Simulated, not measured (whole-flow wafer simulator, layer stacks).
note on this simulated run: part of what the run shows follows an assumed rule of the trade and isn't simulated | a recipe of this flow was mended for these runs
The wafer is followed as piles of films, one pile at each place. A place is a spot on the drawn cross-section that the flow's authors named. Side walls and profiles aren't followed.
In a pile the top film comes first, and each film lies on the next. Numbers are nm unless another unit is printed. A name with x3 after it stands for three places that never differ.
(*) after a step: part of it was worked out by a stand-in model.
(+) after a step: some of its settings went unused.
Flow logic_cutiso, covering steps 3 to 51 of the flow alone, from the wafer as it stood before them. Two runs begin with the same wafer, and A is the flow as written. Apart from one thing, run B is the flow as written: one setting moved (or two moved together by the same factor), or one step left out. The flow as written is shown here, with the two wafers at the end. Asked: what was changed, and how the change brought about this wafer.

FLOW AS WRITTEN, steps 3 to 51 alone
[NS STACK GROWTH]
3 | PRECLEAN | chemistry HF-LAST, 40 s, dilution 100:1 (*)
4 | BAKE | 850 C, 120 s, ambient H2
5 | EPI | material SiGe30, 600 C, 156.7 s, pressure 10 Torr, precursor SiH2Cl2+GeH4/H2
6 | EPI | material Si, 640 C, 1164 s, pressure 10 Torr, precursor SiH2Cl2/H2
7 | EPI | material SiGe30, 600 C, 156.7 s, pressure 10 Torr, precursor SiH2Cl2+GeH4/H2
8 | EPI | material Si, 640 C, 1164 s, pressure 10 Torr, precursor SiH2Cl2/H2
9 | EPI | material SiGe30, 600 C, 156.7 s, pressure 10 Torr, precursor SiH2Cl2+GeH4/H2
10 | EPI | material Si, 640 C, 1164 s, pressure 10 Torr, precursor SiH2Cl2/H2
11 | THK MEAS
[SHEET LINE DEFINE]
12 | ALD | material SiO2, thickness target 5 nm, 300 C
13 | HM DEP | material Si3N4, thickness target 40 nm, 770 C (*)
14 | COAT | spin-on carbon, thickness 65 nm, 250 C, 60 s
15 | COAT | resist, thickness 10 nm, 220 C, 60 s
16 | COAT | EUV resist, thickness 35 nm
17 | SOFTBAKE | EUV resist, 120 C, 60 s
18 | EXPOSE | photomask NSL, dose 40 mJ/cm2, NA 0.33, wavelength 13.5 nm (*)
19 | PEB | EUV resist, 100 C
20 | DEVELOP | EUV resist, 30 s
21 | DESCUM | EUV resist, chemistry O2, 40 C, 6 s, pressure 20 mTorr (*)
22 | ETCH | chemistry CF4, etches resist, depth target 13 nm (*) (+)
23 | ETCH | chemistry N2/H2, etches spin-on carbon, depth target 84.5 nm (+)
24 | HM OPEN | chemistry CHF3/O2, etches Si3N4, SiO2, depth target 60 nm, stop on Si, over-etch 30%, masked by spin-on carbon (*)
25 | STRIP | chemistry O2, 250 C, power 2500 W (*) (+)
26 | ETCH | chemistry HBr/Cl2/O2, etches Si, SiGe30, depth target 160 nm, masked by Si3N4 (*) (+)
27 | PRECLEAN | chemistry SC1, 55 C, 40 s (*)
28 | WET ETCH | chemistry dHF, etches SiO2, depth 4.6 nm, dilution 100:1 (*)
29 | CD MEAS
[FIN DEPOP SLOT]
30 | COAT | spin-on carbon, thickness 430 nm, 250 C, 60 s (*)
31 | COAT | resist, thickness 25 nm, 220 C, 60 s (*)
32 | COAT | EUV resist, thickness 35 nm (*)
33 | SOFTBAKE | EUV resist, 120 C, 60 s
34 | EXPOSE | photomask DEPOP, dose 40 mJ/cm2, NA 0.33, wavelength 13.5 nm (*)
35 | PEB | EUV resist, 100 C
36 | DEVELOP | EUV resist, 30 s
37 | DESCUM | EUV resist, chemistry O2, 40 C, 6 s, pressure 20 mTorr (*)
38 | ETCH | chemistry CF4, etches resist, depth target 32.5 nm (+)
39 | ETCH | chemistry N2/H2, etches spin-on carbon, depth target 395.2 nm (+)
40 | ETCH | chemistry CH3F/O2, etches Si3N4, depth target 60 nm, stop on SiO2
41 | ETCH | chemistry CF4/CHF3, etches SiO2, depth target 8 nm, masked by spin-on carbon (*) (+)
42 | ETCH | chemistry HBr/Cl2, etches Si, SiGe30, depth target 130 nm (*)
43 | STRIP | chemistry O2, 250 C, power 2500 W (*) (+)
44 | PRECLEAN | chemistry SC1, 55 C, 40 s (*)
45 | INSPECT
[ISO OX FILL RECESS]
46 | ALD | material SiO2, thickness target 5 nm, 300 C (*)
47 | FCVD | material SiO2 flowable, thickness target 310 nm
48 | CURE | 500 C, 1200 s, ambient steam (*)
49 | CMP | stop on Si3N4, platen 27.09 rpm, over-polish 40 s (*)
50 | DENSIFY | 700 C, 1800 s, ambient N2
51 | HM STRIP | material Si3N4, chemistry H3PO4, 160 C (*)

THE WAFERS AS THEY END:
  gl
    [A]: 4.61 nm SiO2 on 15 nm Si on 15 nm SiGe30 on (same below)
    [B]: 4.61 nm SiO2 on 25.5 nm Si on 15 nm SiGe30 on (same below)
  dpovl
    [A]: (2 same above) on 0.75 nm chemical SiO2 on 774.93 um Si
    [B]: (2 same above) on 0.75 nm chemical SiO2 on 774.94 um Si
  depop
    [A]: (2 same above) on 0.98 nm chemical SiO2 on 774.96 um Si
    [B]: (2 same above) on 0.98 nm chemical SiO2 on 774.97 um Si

The reason: step 10, EPI: 652 C was run, while the flow as written has 640 C.

Step by step, how the change led to this:
  10 | EPI | material Si, 640 C, 1164 s, pressure 10 Torr, precursor SiH2Cl2/H2
      depop, dpovl, gfld and 19 more: A Si gains 15 (new film) | B Si gains 25.5 (new film)
  26 | ETCH | chemistry HBr/Cl2/O2, etches Si, SiGe30, depth target 160 nm, masked by Si3N4 (*) (+)
      dpovl, gfld, gxf, iso, isow, lnri, nsgap: A chemical SiO2 loses 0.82 (all of it), Si loses 12 (all of it), SiGe30 loses 15 (all of it), Si loses 15 (all of it), SiGe30 loses 15 (all of it), Si loses 15 (all of it), SiGe30 loses 15 (all of it), Si loses 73 | B chemical SiO2 loses 0.82 (all of it), Si loses 22.4 (all of it), SiGe30 loses 15 (all of it), Si loses 15 (all of it), SiGe30 loses 15 (all of it), Si loses 15 (all of it), SiGe30 loses 15 (all of it), Si loses 62.5
  42 | ETCH | chemistry HBr/Cl2, etches Si, SiGe30, depth target 130 nm (*)
      depop: A Si loses 13.8 (all of it), SiGe30 loses 15 (all of it), Si loses 15 (all of it), SiGe30 loses 15 (all of it), Si loses 15 (all of it), SiGe30 loses 15 (all of it), Si loses 41.2 | B Si loses 24.2 (all of it), SiGe30 loses 15 (all of it), Si loses 15 (all of it), SiGe30 loses 15 (all of it), Si loses 15 (all of it), SiGe30 loses 15 (all of it), Si loses 30.7
